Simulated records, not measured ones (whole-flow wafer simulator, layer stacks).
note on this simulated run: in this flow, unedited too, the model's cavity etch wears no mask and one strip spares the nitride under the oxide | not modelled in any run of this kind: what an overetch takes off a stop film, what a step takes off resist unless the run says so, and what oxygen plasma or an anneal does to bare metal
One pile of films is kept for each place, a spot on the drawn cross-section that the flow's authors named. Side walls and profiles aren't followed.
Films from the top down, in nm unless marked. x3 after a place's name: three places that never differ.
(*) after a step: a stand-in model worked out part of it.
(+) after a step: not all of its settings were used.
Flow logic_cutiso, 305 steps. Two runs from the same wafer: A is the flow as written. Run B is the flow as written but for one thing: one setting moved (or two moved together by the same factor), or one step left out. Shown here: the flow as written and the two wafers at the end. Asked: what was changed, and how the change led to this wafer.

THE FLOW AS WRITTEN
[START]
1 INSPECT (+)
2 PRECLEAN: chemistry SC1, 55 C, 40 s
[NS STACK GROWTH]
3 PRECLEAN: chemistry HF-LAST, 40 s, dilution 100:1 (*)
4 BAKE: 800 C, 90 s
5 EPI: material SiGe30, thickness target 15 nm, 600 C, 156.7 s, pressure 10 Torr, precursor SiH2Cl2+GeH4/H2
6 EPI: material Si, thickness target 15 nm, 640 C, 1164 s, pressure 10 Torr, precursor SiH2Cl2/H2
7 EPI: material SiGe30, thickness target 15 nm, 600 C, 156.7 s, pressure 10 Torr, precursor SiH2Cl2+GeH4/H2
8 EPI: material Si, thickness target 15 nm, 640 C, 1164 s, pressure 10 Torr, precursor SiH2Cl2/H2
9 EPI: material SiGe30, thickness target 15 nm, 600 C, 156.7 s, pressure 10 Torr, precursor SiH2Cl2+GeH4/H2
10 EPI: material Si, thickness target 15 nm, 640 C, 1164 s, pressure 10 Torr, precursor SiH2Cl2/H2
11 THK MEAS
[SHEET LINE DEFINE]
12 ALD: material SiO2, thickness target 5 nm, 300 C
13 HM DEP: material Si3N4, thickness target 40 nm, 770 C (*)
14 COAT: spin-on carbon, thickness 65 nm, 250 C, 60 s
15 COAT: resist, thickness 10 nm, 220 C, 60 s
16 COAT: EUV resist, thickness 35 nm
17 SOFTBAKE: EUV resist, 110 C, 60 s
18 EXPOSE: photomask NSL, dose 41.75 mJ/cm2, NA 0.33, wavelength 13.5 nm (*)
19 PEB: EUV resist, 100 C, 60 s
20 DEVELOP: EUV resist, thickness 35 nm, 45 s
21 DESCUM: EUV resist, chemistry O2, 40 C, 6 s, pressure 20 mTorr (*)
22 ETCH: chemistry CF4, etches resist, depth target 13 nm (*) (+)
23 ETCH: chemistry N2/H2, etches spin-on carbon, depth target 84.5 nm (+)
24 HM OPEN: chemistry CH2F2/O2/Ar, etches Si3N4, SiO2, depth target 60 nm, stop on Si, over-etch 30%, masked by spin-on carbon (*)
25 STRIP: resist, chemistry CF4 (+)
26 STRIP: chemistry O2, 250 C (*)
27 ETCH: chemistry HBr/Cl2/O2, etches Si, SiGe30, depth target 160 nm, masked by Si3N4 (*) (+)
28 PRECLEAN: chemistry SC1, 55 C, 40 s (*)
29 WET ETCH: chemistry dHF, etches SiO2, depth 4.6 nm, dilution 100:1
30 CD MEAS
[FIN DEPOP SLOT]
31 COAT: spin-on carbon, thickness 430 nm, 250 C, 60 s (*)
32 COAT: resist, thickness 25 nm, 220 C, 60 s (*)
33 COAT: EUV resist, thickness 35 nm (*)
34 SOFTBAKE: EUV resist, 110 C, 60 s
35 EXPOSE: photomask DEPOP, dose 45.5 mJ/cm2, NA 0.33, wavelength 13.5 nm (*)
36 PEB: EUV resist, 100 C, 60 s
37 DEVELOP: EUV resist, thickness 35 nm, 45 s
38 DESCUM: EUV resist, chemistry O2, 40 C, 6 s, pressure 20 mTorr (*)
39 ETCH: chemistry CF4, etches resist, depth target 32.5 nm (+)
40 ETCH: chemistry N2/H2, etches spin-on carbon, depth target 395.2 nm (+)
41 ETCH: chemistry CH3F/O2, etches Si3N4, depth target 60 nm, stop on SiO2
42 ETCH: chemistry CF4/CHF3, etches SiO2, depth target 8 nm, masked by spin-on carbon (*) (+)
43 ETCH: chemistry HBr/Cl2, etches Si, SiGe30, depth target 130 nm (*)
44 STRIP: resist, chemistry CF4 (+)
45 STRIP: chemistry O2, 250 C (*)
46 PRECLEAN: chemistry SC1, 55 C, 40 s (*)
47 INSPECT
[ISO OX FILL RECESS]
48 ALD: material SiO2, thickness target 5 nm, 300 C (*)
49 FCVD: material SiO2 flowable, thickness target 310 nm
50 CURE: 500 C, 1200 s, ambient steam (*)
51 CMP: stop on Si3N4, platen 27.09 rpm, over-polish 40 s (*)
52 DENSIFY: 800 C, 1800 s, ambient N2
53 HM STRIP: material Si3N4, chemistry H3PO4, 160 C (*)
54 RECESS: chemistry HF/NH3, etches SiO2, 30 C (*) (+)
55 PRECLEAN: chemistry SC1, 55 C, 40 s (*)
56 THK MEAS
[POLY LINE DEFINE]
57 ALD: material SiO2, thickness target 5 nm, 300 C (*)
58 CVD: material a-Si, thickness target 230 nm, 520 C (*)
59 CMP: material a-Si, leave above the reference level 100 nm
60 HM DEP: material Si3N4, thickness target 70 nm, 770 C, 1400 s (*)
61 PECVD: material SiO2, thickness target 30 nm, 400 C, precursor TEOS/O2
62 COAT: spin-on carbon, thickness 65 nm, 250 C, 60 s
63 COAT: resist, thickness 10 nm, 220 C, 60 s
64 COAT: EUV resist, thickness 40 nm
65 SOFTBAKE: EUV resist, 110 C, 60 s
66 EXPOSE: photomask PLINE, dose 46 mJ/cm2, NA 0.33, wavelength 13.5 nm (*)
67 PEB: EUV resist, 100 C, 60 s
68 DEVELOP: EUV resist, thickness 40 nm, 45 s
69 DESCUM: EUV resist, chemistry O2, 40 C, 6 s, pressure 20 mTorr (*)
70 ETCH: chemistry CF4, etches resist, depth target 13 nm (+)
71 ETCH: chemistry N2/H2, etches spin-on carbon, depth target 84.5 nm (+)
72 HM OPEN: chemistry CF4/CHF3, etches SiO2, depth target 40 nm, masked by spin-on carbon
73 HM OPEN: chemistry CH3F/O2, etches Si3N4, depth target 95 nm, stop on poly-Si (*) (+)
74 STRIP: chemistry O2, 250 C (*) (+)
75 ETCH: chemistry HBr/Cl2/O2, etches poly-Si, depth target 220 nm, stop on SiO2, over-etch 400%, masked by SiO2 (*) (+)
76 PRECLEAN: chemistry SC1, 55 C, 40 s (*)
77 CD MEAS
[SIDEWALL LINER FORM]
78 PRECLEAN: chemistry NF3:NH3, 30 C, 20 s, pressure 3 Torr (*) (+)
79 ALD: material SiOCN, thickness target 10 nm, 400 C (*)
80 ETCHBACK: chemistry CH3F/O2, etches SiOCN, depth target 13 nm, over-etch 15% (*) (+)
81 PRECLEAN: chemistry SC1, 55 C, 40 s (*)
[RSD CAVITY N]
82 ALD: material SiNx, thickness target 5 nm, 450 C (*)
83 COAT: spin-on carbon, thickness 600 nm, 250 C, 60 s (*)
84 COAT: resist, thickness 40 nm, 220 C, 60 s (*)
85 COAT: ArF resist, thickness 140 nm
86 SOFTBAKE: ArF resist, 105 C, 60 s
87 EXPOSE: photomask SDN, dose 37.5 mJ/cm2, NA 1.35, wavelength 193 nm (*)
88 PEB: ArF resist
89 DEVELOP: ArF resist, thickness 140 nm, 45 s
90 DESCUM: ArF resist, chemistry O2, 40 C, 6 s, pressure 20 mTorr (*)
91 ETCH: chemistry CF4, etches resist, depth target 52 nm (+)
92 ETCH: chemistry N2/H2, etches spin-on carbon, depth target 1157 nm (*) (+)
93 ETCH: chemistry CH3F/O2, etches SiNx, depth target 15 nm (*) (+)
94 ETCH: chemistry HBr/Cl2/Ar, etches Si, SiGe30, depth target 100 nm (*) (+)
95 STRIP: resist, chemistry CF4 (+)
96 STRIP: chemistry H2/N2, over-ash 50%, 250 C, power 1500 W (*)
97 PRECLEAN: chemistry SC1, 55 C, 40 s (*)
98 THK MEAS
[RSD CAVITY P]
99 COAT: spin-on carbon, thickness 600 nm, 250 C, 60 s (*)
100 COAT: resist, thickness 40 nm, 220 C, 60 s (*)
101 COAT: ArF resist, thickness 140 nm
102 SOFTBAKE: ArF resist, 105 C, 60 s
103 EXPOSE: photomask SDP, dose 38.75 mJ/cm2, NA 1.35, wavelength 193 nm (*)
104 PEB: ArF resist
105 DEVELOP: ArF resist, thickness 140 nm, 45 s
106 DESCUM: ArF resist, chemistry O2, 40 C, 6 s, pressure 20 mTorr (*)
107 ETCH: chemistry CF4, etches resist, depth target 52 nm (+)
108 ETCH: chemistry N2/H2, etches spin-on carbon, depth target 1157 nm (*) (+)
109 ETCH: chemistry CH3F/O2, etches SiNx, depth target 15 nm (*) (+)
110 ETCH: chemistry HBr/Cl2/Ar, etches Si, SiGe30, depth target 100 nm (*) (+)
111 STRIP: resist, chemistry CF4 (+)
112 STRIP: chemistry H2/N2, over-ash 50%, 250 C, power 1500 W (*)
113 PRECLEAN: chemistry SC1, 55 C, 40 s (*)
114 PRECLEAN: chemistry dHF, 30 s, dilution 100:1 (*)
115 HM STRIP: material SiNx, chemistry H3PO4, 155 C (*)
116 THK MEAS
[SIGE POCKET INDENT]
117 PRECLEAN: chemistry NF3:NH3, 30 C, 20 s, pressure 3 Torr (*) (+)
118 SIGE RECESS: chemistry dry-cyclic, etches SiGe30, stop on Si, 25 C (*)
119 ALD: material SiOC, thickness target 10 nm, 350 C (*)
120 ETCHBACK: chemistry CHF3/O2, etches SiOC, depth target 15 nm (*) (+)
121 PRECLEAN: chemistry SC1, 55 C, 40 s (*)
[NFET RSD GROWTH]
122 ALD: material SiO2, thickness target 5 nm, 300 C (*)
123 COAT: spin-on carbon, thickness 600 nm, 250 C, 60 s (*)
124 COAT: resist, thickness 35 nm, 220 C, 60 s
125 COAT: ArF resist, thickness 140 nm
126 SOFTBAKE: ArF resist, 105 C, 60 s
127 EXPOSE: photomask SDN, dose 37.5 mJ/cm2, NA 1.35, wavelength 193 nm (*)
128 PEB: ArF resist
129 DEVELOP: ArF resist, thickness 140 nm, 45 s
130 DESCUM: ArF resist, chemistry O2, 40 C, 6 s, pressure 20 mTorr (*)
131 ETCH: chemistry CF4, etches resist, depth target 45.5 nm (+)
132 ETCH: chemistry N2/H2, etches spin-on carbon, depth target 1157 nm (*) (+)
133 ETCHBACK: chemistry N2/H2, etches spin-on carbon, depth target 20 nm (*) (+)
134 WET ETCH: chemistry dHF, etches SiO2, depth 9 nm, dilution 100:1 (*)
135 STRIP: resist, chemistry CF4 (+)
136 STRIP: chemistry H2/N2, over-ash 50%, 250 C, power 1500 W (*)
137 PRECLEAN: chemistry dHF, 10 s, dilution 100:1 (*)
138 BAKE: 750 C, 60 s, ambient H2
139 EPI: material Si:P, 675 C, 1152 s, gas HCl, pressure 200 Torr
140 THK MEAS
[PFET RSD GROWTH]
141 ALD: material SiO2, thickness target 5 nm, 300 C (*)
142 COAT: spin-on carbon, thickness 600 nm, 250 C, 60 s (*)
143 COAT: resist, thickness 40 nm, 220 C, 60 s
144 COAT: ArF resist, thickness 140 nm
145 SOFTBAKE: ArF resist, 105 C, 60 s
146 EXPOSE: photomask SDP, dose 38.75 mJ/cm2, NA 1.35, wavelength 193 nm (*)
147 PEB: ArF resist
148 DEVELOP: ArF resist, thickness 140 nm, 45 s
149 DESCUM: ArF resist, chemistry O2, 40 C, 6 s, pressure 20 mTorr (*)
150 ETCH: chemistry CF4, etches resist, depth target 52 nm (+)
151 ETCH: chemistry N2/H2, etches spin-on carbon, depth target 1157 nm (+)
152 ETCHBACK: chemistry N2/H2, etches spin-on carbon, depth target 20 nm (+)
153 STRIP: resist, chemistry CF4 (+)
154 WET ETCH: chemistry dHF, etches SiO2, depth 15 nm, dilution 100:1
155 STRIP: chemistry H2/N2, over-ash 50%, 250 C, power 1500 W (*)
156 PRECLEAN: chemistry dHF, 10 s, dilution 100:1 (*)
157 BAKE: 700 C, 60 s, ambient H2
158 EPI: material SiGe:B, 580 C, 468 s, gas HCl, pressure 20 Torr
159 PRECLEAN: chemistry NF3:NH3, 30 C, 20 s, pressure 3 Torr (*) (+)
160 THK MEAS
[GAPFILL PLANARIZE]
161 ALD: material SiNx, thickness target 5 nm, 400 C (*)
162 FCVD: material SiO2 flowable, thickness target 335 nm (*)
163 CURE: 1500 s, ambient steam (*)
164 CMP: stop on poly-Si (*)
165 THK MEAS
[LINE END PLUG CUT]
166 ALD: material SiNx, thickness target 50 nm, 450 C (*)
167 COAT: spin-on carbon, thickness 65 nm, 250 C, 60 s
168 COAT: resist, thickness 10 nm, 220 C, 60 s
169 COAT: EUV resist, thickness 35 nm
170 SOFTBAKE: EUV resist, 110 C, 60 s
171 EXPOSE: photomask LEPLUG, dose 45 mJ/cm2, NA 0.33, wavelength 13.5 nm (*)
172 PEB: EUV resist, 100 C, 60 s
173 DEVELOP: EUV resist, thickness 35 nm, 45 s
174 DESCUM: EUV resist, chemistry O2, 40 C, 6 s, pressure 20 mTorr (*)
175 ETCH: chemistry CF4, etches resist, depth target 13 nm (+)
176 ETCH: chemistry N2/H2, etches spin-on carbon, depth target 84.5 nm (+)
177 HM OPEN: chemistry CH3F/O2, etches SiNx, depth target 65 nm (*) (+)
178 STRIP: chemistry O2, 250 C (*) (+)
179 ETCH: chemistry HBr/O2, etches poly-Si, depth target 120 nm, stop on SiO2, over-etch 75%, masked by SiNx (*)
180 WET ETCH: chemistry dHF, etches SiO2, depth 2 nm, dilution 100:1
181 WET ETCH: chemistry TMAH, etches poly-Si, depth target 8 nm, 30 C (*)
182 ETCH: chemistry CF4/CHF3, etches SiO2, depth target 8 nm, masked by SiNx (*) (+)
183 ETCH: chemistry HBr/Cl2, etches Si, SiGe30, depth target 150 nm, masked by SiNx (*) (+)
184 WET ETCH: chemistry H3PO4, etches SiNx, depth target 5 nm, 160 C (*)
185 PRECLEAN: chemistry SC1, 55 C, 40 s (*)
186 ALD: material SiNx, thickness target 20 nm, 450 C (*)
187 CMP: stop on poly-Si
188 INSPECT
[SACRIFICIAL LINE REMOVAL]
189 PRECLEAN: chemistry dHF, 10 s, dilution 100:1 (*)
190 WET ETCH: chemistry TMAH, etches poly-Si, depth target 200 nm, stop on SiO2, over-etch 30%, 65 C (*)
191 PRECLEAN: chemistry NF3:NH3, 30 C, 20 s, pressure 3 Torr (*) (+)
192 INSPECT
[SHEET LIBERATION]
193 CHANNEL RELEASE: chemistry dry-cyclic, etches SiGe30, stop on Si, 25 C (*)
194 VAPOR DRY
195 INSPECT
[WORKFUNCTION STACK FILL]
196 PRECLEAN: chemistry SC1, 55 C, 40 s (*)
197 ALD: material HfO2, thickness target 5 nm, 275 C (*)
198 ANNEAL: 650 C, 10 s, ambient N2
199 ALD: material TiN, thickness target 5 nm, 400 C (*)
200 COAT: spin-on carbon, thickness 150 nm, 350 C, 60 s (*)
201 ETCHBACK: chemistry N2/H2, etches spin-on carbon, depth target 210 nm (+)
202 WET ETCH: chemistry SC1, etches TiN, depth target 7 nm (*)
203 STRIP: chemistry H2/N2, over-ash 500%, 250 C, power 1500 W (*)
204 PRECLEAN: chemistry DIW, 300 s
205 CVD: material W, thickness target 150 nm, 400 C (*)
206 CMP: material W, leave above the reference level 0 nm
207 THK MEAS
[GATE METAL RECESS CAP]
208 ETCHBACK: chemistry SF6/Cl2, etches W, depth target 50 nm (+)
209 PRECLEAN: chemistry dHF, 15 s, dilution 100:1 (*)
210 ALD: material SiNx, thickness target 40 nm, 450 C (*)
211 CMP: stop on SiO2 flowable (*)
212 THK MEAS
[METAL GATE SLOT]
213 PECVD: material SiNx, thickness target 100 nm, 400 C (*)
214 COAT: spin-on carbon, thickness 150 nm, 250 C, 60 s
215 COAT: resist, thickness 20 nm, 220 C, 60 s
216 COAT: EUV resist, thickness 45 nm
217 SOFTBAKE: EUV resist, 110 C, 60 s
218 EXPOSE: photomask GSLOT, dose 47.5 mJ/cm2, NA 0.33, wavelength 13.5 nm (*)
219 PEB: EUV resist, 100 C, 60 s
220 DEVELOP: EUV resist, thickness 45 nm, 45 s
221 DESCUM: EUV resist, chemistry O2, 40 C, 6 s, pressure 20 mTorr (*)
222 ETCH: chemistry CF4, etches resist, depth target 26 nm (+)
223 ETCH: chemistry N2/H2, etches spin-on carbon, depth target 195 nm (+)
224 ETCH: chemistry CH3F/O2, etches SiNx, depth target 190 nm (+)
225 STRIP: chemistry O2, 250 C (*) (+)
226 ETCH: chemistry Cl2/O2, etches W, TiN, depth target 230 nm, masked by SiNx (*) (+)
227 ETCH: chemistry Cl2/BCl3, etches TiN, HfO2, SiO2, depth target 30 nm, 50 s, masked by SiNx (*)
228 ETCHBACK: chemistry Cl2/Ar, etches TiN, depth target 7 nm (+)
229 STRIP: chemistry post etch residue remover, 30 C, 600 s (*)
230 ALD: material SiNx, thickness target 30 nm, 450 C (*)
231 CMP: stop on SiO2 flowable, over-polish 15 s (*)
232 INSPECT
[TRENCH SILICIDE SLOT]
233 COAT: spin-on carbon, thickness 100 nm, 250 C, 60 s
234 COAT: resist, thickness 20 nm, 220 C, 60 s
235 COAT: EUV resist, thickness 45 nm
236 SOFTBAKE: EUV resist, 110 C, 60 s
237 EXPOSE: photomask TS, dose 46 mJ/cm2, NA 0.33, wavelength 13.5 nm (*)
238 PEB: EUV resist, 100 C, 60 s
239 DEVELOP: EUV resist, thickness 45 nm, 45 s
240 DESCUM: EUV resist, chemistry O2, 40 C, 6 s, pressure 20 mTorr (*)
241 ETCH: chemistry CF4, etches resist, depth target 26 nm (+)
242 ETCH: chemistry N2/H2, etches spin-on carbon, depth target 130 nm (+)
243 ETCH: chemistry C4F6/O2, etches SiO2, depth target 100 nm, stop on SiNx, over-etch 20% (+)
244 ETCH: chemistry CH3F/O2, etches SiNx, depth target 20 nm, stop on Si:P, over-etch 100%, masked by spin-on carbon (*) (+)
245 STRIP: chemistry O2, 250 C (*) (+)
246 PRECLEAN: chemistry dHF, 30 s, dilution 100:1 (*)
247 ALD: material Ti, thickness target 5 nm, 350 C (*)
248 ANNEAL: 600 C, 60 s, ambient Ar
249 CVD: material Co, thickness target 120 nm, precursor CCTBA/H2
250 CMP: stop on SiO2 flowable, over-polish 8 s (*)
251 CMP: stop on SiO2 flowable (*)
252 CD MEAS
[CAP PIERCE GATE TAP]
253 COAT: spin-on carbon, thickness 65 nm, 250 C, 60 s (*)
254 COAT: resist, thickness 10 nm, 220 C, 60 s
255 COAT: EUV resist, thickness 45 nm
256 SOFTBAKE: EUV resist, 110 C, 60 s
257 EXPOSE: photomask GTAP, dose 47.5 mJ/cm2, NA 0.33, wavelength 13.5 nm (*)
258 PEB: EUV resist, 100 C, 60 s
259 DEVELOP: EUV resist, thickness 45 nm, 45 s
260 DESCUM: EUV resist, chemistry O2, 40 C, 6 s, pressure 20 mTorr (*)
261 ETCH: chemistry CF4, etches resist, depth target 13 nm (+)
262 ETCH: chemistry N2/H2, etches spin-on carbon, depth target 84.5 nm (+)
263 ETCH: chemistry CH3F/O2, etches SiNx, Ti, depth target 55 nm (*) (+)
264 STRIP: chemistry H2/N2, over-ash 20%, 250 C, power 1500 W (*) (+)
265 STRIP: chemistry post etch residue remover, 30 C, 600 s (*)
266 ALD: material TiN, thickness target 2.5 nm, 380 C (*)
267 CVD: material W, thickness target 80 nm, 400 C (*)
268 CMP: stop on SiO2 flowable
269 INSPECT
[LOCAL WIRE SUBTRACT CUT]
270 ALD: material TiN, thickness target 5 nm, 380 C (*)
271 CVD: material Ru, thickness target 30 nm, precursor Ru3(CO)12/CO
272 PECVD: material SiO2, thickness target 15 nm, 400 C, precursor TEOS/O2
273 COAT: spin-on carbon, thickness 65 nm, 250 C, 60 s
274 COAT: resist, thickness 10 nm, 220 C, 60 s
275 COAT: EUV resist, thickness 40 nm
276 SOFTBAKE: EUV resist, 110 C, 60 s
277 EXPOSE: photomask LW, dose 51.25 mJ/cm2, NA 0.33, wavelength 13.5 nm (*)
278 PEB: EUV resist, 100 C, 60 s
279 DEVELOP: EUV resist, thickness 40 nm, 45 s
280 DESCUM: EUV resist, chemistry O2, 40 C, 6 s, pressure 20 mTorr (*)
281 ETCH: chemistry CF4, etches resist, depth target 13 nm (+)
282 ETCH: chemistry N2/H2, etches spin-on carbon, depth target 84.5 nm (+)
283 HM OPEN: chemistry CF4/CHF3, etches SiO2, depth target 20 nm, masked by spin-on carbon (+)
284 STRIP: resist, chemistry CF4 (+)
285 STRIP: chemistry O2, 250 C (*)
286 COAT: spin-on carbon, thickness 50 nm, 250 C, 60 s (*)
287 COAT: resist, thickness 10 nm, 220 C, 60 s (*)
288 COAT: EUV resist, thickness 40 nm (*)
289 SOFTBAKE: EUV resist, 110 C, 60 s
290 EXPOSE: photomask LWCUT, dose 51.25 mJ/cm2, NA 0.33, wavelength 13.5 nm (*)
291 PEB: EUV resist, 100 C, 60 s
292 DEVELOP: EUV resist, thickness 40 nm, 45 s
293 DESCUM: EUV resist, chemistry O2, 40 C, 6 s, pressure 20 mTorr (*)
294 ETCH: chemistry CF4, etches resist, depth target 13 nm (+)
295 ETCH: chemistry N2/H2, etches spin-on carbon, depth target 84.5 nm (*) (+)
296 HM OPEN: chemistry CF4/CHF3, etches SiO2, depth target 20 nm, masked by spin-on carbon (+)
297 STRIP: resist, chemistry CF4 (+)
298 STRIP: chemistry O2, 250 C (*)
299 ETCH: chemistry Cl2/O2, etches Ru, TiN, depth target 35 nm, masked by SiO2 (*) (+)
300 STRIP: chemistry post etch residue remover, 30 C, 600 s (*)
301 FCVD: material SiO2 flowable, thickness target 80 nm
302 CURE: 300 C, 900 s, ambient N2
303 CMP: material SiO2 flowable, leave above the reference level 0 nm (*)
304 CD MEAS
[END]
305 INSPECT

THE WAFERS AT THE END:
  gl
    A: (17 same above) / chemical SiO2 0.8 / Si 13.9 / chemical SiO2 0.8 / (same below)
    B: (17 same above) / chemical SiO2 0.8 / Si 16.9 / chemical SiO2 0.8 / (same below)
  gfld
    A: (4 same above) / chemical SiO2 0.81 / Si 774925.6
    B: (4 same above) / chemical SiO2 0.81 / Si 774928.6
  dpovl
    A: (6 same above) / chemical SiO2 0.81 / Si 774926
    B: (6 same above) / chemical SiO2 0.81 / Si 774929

The cause: step 6, EPI: thickness target 18 nm was run, where the flow has thickness target 15 nm; step 6, EPI: 1397 s was run, where the flow has 1164 s.

How the change led to this, step by step:
  6 EPI: material Si, thickness target 15 nm, 640 C, 1164 s, pressure 10 Torr, precursor SiH2Cl2/H2
      depop, dpovl, gfld and 19 more: A Si +15 (new film) | B Si +18 (new film)
  27 ETCH: chemistry HBr/Cl2/O2, etches Si, SiGe30, depth target 160 nm, masked by Si3N4 (*) (+)
      gfld, gxf, iso, lnri: A chemical SiO2 -0.79 (all of it), Si -11.4 (all of it), SiGe30 -15 (all of it), Si -15 (all of it), SiGe30 -15 (all of it), Si -15 (all of it), SiGe30 -15 (all of it), Si -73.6 | B chemical SiO2 -0.79 (all of it), Si -11.4 (all of it), SiGe30 -15 (all of it), Si -15 (all of it), SiGe30 -15 (all of it), Si -18 (all of it), SiGe30 -15 (all of it), Si -70.6
      dpovl, nsgap: A chemical SiO2 -0.79 (all of it), Si -11.8 (all of it), SiGe30 -15 (all of it), Si -15 (all of it), SiGe30 -15 (all of it), Si -15 (all of it), SiGe30 -15 (all of it), Si -73.2 | B chemical SiO2 -0.79 (all of it), Si -11.8 (all of it), SiGe30 -15 (all of it), Si -15 (all of it), SiGe30 -15 (all of it), Si -18 (all of it), SiGe30 -15 (all of it), Si -70.2
      (and at 1 more place)
  43 ETCH: chemistry HBr/Cl2, etches Si, SiGe30, depth target 130 nm (*)
      depop: A Si -14 (all of it), SiGe30 -15 (all of it), Si -15 (all of it), SiGe30 -15 (all of it), Si -15 (all of it), SiGe30 -15 (all of it), Si -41 | B Si -14 (all of it), SiGe30 -15 (all of it), Si -15 (all of it), SiGe30 -15 (all of it), Si -18 (all of it), SiGe30 -15 (all of it), Si -38
  94 ETCH: chemistry HBr/Cl2/Ar, etches Si, SiGe30, depth target 100 nm (*) (+)
      rsdn, rsdx: A chemical SiO2 -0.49 (all of it), Si -12.8 (all of it), SiGe30 -15 (all of it), Si -15 (all of it), SiGe30 -15 (all of it), Si -15 (all of it), SiGe30 -15 (all of it), Si -12.2 | B chemical SiO2 -0.49 (all of it), Si -12.8 (all of it), SiGe30 -15 (all of it), Si -15 (all of it), SiGe30 -15 (all of it), Si -18 (all of it), SiGe30 -15 (all of it), Si -9.16
  110 ETCH: chemistry HBr/Cl2/Ar, etches Si, SiGe30, depth target 100 nm (*) (+)
      rsdp, rsdw: A chemical SiO2 -0.49 (all of it), Si -12.8 (all of it), SiGe30 -15 (all of it), Si -15 (all of it), SiGe30 -15 (all of it), Si -15 (all of it), SiGe30 -15 (all of it), Si -12.2 | B chemical SiO2 -0.49 (all of it), Si -12.8 (all of it), SiGe30 -15 (all of it), Si -15 (all of it), SiGe30 -15 (all of it), Si -18 (all of it), SiGe30 -15 (all of it), Si -9.16
  183 ETCH: chemistry HBr/Cl2, etches Si, SiGe30, depth target 150 nm, masked by SiNx (*) (+)
      plug: A Si -13.6 (all of it), SiGe30 -15 (all of it), Si -15 (all of it), SiGe30 -15 (all of it), Si -15 (all of it), SiGe30 -15 (all of it), Si -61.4 | B Si -13.6 (all of it), SiGe30 -15 (all of it), Si -15 (all of it), SiGe30 -15 (all of it), Si -18 (all of it), SiGe30 -15 (all of it), Si -58.4
